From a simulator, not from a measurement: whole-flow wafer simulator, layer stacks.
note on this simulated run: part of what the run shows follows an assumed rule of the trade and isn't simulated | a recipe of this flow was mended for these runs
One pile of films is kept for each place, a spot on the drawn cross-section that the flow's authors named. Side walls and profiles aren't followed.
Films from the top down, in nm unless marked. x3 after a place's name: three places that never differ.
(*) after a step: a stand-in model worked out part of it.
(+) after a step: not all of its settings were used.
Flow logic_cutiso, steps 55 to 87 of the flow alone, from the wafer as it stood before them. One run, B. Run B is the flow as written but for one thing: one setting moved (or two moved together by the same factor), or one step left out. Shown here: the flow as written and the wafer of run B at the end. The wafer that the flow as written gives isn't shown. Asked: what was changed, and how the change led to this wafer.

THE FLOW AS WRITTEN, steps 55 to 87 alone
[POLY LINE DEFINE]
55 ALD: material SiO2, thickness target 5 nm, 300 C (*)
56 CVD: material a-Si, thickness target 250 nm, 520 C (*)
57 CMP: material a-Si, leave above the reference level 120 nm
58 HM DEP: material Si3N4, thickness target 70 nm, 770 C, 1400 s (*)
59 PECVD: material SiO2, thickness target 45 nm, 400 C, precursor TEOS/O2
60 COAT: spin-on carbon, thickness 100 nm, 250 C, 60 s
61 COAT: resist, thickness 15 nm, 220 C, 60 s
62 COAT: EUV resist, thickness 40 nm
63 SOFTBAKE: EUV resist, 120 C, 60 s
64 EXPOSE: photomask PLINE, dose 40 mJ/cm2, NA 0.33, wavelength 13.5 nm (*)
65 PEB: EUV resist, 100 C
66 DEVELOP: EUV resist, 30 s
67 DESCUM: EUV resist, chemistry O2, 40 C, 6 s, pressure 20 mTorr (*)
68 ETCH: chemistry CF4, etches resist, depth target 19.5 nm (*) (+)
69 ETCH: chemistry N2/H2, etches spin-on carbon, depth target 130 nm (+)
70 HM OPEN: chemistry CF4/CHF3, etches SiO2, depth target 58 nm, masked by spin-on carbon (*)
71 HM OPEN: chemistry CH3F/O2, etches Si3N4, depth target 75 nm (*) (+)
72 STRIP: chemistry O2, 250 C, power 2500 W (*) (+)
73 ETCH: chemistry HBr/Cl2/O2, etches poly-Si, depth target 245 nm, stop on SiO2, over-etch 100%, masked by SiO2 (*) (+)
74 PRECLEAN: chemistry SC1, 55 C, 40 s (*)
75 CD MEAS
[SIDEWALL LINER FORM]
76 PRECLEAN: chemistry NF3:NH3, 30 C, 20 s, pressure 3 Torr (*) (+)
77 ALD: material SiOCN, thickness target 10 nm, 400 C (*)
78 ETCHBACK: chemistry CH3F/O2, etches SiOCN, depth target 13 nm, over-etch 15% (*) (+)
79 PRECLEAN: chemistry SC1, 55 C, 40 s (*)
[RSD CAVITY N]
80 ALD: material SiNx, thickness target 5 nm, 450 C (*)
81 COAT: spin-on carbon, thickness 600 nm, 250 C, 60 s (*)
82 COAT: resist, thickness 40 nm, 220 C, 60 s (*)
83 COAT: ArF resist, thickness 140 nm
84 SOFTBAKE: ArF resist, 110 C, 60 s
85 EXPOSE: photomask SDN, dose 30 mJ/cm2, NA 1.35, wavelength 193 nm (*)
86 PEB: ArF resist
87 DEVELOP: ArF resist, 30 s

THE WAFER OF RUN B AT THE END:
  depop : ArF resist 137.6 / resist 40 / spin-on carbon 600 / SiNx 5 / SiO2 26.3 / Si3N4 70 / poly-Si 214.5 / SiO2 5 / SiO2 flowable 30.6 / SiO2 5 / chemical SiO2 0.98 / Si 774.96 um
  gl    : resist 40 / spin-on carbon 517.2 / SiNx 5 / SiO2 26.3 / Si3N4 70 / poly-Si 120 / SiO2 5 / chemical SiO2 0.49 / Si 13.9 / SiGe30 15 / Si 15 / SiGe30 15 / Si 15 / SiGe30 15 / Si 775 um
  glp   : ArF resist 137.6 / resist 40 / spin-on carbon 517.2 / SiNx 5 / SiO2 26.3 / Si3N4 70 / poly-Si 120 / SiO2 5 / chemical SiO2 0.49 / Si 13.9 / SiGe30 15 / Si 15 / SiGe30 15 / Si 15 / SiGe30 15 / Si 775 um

The cause: step 73, ETCH: depth target 156.8 nm was run, where the flow has depth target 245 nm.

How the change led to this, step by step:
  73 ETCH: chemistry HBr/Cl2/O2, etches poly-Si, depth target 245 nm, stop on SiO2, over-etch 100%, masked by SiO2 (*) (+)
      depop, dpovl x3, gfld and 8 more: SiO2 -10 (as written it would be: SiO2 -7.88)
      lnr, lnrp, lnrt, rsdn, rsdp, rsdw, rsdx: chemical SiO2 -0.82 (all of it), poly-Si -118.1 (all of it), SiO2 -0.98 (as written it would be: chemical SiO2 -0.82 (all of it), poly-Si -118.1 (all of it), SiO2 -1.86)
      (and at 2 more places)
  76 PRECLEAN: chemistry NF3:NH3, 30 C, 20 s, pressure 3 Torr (*) (+)
      lnr, lnrp, lnrt, rsdn, rsdp, rsdw, rsdx: SiO2 -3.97 (all of it), chemical SiO2 -0.49 (all of it) (as written it would be: SiO2 -3.09 (all of it), chemical SiO2 -0.49 (all of it))
      iso, lnri: SiO2 -4.44 (all of it), SiO2 flowable -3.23 (as written it would be: SiO2 -3.56 (all of it), SiO2 flowable -4.26)
